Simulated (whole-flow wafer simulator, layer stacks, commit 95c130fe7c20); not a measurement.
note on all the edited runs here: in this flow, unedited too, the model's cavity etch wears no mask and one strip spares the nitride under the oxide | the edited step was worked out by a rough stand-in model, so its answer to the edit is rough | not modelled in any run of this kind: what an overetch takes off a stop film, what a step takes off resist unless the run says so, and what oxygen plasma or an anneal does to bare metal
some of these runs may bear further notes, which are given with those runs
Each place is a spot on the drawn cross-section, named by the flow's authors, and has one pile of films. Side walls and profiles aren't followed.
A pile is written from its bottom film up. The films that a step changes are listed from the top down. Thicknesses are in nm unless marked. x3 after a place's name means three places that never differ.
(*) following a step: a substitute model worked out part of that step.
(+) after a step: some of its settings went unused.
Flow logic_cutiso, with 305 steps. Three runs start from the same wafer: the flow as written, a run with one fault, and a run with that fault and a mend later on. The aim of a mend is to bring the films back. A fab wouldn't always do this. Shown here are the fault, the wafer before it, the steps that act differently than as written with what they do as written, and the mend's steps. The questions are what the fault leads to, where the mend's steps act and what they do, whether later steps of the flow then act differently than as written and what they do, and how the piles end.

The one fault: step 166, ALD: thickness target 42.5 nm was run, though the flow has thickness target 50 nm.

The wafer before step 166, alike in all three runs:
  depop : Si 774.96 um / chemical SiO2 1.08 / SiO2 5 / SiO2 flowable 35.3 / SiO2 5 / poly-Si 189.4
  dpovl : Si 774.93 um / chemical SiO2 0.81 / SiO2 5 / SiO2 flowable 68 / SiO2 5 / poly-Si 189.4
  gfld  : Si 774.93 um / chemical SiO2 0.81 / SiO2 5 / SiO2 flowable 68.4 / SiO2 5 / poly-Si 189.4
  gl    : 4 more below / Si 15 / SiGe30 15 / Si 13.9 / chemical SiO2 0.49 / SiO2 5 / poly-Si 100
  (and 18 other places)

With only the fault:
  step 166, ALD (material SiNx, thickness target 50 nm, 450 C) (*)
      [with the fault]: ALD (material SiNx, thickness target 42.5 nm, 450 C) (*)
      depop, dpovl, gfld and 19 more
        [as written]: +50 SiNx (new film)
        [with the fault]: +42.5 SiNx (new film)
  Steps later in the flow that act otherwise than as written (16 more steps, not shown, differ only slightly: by at most 2% or 0.5 nm, whichever is larger):
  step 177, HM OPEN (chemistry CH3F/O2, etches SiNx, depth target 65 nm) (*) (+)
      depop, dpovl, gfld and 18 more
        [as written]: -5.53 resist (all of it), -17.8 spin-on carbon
        [with the fault]: -5.53 resist (all of it), -16.8 spin-on carbon
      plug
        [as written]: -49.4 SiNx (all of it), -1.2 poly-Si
        [with the fault]: -41.9 SiNx (all of it), -1.61 poly-Si
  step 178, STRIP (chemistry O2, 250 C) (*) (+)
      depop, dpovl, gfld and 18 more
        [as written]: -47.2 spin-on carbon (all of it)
        [with the fault]: -48.2 spin-on carbon (all of it)
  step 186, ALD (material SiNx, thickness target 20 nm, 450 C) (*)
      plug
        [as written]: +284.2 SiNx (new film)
        [with the fault]: +276.7 SiNx (new film)
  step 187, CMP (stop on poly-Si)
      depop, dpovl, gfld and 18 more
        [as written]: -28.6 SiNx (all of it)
        [with the fault]: -21.1 SiNx (all of it)
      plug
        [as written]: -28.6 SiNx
        [with the fault]: -21.1 SiNx
  At the end the piles are close to the flow's at the places that both follow, differing by at most 2% or 0.5 nm, whichever is larger.

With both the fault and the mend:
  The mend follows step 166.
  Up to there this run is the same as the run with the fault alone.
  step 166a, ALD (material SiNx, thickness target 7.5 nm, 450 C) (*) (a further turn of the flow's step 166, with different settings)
      depop, dpovl, gfld and 19 more
        +7.5 SiNx
  Every later step of the flow that is run acts as written, at every place that is followed, to within 2% or 0.5 nm, whichever is larger.
  The piles end the same as the flow's at every place that both follow.
